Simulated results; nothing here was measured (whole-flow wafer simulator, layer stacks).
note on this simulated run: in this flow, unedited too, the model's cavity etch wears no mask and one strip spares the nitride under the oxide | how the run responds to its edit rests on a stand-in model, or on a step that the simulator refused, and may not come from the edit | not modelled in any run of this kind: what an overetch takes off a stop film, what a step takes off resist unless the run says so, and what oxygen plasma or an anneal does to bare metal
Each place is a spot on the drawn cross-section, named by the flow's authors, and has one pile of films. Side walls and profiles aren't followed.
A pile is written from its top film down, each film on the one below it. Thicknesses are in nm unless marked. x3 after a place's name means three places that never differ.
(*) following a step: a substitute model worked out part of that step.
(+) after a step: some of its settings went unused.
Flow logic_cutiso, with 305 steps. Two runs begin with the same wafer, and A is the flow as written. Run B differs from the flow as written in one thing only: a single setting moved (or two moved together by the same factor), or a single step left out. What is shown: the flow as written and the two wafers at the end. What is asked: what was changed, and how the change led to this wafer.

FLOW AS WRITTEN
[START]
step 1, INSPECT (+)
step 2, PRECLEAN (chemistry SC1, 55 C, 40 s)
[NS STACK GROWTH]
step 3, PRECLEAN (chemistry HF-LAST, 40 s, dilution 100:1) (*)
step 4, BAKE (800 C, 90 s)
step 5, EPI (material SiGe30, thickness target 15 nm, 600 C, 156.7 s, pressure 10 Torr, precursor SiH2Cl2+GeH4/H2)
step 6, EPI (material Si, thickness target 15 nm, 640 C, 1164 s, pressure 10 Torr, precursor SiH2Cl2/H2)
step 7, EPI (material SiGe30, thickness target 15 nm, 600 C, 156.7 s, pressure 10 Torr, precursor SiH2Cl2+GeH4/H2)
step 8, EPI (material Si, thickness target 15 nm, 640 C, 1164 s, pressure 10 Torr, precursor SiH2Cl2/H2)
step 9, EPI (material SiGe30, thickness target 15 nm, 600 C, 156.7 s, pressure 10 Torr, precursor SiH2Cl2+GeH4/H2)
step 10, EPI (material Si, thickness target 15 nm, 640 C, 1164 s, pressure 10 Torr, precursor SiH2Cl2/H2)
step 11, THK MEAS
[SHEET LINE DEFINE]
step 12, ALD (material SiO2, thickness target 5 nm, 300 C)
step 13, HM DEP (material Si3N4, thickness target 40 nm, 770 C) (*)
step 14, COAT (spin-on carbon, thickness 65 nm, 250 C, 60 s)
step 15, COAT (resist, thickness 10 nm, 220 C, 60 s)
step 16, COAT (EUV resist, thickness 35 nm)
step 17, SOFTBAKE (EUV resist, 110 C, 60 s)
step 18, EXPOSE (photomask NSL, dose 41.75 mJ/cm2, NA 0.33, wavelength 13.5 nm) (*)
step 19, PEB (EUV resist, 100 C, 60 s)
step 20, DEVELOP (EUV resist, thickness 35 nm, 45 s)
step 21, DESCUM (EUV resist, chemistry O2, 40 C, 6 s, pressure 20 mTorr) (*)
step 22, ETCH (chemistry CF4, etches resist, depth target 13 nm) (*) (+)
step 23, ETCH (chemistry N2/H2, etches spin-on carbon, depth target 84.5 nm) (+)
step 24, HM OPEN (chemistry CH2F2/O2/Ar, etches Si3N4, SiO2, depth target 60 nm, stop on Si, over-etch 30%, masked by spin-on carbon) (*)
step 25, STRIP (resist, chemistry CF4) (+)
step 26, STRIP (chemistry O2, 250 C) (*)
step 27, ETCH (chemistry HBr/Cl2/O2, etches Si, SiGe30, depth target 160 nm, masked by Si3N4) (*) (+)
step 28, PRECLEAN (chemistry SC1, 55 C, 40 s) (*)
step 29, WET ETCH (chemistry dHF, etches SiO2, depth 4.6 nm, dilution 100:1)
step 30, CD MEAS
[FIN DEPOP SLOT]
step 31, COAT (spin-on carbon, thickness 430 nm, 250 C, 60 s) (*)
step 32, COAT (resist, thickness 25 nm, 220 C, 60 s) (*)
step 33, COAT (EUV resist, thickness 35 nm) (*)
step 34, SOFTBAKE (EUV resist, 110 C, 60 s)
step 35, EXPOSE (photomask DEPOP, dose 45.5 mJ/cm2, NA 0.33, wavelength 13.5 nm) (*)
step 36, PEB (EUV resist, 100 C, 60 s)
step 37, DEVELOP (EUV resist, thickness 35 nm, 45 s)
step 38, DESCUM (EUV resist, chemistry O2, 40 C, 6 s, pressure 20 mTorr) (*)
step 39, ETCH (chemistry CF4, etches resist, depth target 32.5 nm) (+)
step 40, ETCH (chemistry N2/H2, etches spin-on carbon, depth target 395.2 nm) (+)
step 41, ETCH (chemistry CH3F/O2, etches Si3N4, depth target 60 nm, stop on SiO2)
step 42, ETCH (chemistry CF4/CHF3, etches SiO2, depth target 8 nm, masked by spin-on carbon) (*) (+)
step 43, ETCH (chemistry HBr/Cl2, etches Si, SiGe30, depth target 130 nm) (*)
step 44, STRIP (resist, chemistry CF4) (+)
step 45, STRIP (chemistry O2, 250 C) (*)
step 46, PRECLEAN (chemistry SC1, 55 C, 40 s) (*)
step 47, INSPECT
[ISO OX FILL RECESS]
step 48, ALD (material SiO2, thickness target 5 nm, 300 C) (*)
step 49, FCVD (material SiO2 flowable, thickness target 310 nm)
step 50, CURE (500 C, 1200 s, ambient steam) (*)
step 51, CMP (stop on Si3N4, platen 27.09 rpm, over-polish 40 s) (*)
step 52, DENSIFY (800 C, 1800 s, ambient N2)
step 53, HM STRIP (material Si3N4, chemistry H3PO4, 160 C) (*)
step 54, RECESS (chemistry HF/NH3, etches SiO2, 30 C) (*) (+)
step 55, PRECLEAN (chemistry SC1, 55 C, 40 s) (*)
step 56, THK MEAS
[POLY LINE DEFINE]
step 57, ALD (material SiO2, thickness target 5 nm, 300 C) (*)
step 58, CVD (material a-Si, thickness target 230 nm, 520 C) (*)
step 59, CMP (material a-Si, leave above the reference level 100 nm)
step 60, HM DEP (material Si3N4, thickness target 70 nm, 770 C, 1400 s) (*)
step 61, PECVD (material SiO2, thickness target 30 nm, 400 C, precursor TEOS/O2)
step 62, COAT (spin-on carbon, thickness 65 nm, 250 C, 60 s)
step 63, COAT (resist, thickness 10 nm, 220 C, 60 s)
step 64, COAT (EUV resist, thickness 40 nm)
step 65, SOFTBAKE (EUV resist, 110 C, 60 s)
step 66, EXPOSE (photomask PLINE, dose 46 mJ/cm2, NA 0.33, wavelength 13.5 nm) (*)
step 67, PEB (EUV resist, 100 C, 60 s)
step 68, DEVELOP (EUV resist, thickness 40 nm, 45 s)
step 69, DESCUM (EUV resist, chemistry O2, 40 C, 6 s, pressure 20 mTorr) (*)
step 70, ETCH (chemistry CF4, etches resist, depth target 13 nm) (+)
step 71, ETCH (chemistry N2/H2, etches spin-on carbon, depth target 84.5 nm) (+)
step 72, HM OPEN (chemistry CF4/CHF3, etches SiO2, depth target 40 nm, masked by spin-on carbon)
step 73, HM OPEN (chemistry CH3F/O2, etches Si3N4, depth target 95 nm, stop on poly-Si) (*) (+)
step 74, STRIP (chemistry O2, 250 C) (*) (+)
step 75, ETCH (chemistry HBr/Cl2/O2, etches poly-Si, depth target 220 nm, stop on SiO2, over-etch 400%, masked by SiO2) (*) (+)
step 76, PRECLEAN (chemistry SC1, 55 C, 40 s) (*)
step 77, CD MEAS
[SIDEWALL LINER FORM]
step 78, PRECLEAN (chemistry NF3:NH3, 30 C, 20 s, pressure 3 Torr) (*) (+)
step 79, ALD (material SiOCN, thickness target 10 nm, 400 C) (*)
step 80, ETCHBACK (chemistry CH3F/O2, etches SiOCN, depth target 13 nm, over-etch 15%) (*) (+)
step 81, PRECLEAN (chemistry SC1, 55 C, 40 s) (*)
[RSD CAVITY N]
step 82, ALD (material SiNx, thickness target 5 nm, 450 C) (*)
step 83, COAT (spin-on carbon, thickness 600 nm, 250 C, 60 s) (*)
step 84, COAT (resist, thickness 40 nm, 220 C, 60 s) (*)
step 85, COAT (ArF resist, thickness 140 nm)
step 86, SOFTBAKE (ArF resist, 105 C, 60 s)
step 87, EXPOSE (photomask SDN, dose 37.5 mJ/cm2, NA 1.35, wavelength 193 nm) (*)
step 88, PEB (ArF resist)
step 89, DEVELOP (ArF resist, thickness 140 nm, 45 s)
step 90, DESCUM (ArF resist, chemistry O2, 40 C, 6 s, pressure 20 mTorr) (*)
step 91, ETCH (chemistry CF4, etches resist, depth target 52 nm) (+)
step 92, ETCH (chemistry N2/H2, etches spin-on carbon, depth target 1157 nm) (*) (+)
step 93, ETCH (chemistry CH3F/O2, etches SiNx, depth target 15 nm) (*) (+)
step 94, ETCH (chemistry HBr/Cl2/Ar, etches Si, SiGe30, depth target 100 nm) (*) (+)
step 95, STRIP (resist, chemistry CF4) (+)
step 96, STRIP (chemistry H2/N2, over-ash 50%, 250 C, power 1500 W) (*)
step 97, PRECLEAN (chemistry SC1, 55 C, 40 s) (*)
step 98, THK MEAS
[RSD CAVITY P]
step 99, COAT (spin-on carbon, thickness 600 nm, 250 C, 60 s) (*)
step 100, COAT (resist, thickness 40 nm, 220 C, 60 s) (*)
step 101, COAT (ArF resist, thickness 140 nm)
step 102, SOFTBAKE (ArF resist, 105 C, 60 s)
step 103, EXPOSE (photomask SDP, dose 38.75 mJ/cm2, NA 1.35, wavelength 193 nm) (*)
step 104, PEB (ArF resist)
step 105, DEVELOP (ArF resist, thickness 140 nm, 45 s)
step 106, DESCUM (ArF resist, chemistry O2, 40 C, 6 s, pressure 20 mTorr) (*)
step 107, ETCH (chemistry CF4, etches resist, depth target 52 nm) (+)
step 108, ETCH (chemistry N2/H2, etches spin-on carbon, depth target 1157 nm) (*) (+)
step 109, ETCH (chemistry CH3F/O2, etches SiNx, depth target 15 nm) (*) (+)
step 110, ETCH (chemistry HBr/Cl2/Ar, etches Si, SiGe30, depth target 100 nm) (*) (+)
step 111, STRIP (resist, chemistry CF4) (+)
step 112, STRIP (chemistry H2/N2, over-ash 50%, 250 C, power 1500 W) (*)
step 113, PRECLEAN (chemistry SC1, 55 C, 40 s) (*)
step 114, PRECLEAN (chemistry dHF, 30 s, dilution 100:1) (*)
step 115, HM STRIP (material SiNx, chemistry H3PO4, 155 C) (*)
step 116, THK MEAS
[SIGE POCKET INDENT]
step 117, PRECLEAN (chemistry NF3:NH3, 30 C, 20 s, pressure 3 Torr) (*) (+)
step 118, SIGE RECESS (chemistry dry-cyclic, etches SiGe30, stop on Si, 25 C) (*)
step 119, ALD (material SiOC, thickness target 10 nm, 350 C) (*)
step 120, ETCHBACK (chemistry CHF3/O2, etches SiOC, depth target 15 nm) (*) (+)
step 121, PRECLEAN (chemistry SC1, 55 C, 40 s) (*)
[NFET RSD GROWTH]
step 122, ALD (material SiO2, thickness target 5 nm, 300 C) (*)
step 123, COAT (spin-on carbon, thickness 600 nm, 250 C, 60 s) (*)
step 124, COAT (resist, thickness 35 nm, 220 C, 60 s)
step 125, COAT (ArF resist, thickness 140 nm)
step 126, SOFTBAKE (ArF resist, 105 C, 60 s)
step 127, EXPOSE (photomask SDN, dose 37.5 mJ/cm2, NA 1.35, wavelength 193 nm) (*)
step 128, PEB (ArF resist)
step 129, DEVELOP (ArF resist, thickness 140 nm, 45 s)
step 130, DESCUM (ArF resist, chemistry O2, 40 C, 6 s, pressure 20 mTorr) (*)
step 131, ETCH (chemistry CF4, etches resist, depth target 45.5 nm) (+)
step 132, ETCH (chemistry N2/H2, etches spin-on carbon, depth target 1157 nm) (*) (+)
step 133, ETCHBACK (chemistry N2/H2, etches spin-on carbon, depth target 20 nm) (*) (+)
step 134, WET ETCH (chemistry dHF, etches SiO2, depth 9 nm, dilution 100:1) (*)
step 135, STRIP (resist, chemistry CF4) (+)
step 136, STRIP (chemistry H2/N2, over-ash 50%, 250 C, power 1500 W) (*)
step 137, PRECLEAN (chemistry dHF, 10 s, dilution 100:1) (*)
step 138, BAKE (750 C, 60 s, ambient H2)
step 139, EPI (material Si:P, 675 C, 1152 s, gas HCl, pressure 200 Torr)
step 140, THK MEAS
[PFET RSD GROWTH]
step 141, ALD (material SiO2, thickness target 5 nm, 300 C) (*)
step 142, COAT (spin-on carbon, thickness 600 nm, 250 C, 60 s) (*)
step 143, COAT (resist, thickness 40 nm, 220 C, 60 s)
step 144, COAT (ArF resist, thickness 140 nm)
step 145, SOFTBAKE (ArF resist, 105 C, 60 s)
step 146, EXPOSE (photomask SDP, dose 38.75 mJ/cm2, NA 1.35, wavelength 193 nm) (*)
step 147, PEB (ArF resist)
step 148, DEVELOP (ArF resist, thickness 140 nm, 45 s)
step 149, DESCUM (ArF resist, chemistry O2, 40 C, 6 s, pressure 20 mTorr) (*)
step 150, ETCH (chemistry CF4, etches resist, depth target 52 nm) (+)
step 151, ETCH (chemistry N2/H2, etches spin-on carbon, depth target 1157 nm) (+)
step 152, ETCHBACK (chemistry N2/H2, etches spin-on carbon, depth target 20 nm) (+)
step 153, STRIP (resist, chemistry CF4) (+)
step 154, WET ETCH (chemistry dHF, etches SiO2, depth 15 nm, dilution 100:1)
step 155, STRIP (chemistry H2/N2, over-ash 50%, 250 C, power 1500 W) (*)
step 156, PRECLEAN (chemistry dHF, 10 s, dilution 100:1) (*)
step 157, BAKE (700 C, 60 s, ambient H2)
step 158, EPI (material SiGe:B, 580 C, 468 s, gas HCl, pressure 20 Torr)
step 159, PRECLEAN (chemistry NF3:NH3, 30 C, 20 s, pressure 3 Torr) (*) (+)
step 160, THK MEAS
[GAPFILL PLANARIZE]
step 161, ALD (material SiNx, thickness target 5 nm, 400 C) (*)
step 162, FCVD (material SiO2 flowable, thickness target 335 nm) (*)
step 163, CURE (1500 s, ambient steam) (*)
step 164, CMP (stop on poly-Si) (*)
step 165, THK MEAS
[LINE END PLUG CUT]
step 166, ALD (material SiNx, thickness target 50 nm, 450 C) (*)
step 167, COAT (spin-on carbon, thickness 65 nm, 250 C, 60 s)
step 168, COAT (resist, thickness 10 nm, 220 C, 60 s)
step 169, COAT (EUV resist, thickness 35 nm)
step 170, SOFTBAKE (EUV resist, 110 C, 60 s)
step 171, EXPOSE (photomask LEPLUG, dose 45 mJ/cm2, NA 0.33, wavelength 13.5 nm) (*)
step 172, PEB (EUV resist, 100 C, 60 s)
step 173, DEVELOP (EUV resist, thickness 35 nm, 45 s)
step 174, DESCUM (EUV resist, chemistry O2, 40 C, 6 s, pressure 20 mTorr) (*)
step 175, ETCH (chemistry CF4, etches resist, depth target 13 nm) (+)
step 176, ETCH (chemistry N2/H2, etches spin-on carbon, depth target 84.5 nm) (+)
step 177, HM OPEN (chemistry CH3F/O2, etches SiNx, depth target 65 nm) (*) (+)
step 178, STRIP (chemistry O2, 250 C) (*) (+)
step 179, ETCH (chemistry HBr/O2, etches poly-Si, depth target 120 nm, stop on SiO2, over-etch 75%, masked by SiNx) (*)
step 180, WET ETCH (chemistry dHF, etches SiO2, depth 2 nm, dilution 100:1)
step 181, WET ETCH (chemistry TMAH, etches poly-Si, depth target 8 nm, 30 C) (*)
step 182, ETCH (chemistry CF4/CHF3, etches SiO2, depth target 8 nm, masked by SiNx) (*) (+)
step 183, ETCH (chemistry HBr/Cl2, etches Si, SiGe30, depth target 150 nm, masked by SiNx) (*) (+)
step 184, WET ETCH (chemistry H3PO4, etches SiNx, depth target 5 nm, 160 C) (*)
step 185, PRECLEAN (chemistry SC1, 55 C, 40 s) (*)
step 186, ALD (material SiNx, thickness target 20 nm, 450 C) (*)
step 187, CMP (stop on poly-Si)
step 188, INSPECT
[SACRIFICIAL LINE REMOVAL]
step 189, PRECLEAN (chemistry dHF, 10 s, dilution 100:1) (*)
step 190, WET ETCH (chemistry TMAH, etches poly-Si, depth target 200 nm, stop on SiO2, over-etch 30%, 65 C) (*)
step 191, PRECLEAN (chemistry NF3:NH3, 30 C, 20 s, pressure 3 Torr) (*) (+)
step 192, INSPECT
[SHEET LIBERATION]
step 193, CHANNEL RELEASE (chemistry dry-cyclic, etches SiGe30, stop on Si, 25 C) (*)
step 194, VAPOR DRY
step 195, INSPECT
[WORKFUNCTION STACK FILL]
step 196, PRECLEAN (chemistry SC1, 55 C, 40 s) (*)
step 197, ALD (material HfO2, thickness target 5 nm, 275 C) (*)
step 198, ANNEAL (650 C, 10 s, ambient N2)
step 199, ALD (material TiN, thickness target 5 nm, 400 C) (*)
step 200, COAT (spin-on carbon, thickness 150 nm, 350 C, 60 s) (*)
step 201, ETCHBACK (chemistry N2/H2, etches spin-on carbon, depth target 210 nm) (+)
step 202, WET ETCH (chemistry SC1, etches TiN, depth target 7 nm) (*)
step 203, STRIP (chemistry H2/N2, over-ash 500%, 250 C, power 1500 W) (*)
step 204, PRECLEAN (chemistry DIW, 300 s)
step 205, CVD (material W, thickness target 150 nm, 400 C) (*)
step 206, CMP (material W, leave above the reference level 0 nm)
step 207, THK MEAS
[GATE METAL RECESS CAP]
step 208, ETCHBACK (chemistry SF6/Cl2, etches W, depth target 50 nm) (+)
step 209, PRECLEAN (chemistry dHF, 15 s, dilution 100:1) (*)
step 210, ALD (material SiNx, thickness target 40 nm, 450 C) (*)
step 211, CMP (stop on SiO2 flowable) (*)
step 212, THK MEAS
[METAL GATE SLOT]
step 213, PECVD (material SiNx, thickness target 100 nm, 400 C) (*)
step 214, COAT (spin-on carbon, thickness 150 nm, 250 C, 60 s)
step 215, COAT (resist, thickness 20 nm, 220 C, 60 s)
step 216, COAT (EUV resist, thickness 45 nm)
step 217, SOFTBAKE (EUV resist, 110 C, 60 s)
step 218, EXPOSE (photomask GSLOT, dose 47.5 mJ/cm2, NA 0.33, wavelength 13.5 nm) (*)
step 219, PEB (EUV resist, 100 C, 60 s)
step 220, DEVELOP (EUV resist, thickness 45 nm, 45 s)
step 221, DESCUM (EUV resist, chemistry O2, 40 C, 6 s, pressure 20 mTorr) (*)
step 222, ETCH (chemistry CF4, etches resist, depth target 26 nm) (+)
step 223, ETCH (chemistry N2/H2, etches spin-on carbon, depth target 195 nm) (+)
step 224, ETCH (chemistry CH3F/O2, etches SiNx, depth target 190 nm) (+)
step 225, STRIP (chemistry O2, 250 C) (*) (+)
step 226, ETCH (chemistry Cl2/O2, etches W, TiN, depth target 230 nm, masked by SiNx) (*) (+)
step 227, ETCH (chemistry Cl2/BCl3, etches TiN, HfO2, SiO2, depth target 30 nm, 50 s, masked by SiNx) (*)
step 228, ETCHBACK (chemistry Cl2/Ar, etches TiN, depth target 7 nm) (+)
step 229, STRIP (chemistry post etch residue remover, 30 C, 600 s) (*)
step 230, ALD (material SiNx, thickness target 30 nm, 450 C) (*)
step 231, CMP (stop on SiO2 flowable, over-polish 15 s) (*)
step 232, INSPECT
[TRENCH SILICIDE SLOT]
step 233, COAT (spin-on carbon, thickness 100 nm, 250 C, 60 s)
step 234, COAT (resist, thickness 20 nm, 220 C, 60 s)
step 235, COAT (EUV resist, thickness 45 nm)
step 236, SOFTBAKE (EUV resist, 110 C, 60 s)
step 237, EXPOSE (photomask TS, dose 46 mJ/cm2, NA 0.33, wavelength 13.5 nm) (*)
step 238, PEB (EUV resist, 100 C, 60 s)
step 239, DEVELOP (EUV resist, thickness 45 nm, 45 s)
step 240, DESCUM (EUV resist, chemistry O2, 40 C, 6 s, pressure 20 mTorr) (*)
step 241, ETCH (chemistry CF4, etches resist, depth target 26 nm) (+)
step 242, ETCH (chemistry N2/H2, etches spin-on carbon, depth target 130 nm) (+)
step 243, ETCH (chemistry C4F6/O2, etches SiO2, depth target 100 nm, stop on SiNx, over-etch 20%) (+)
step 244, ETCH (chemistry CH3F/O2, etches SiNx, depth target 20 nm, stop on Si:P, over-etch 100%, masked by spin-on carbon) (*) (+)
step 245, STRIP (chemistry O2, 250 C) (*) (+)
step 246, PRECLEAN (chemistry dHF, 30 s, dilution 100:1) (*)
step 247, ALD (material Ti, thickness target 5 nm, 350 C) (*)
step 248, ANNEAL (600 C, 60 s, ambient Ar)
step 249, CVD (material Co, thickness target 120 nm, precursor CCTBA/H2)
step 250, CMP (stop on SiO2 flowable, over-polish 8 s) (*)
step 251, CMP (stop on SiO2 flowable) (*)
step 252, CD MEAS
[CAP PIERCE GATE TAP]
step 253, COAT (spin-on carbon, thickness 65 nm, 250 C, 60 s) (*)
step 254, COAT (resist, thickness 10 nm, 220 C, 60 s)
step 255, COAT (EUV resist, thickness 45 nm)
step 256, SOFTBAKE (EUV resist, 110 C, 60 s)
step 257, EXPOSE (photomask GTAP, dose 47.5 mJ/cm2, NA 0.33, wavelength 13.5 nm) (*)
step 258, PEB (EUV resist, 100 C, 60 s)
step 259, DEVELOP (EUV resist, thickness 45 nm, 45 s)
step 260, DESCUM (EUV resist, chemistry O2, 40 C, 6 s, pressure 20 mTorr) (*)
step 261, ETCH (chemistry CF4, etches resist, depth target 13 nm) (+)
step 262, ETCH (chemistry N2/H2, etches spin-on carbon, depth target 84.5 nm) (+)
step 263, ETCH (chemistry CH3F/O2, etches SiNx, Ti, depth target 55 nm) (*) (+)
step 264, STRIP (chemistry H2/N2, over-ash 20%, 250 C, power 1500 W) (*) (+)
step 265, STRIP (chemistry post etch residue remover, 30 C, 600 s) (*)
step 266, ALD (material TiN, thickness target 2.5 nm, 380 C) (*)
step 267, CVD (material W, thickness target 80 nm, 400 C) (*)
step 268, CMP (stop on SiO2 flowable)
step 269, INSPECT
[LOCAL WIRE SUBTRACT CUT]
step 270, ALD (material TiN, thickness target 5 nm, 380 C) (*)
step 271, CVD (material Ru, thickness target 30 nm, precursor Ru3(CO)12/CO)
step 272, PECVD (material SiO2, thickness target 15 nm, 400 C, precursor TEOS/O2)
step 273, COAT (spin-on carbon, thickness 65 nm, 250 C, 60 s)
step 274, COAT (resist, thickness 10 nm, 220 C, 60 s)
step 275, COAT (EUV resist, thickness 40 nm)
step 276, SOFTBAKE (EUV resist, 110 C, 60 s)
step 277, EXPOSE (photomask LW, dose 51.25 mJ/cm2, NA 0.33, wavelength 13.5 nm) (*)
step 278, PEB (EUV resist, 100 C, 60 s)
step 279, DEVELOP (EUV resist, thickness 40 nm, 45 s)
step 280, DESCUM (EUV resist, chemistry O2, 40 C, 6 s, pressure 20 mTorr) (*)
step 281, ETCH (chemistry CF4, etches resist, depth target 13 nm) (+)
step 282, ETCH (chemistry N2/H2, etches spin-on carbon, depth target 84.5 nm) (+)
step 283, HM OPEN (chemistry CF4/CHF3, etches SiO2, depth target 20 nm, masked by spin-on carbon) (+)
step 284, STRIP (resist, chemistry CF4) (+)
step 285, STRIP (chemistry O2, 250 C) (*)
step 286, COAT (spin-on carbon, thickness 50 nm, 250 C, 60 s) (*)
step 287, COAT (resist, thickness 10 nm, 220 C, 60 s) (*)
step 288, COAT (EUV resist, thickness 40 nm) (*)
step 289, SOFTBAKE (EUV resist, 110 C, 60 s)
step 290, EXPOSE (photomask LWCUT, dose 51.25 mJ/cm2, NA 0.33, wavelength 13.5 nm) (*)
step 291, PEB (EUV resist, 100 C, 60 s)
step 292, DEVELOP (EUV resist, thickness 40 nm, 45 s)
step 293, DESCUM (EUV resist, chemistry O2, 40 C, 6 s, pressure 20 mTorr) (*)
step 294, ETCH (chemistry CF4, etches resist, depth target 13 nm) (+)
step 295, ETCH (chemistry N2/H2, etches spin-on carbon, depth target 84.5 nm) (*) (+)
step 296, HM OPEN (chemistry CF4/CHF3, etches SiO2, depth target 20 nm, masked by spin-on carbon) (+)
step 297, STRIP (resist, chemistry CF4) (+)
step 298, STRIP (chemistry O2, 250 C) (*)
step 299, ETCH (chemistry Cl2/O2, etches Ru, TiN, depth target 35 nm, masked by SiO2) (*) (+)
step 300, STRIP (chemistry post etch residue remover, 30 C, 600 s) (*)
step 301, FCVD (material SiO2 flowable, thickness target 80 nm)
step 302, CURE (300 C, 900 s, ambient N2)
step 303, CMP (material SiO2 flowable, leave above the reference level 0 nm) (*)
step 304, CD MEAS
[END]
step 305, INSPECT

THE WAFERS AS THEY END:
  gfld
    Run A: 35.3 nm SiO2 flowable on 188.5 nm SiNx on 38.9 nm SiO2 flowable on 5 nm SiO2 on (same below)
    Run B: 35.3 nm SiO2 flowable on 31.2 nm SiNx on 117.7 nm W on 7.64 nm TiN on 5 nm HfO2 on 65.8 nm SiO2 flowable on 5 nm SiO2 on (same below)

Cause: step 224, ETCH: depth target 104.5 nm was run, while the flow as written has depth target 190 nm.

The path from the change to this, step by step:
  step 224, ETCH (chemistry CH3F/O2, etches SiNx, depth target 190 nm) (+)
      gfld: A -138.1 SiNx (all of it), -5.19 W | B -104.5 SiNx
      depop, dpovl, gl and 18 more: A -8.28 resist (all of it), -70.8 spin-on carbon | B -8.28 resist (all of it), -30 spin-on carbon
  step 225, STRIP (chemistry O2, 250 C) (*) (+)
      gl, glp, gxf and 11 more: A -79.3 spin-on carbon (all of it) | B -120 spin-on carbon (all of it)
      depop, dpovl, isow, ns, nsgap: A -79.2 spin-on carbon (all of it) | B -120 spin-on carbon (all of it)
      (and at 2 other places as well)
  step 226, ETCH (chemistry Cl2/O2, etches W, TiN, depth target 230 nm, masked by SiNx) (*) (+)
      depop, dpovl, gl and 18 more: A -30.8 SiNx | B nothing
      gfld: A -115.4 W (all of it), -7.64 TiN (all of it), -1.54 HfO2 | B nothing
  step 227, ETCH (chemistry Cl2/BCl3, etches TiN, HfO2, SiO2, depth target 30 nm, 50 s, masked by SiNx) (*)
      gfld: A -3.46 HfO2 (all of it), -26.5 SiO2 flowable | B -33.6 SiNx (all of it), -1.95 W
  step 228, ETCHBACK (chemistry Cl2/Ar, etches TiN, depth target 7 nm) (+)
      gfld: A -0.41 SiO2 flowable | B -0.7 W
  step 230, ALD (material SiNx, thickness target 30 nm, 450 C) (*)
      gfld: A +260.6 SiNx (new film) | B +134.1 SiNx (new film)
  step 231, CMP (stop on SiO2 flowable, over-polish 15 s) (*)
      depop, dpovl, gfld and 10 more: A -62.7 SiNx | B -93.5 SiNx
      lnr, lnri, lnrp, lnrt: A -61 SiNx (all of it), -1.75 SiOCN | B -91.7 SiNx (all of it), -1.75 SiOCN
      (and at 5 other places as well)
If metal films that touch count as one body, gfld has 1 body; the flow as written gives 0 bodies.
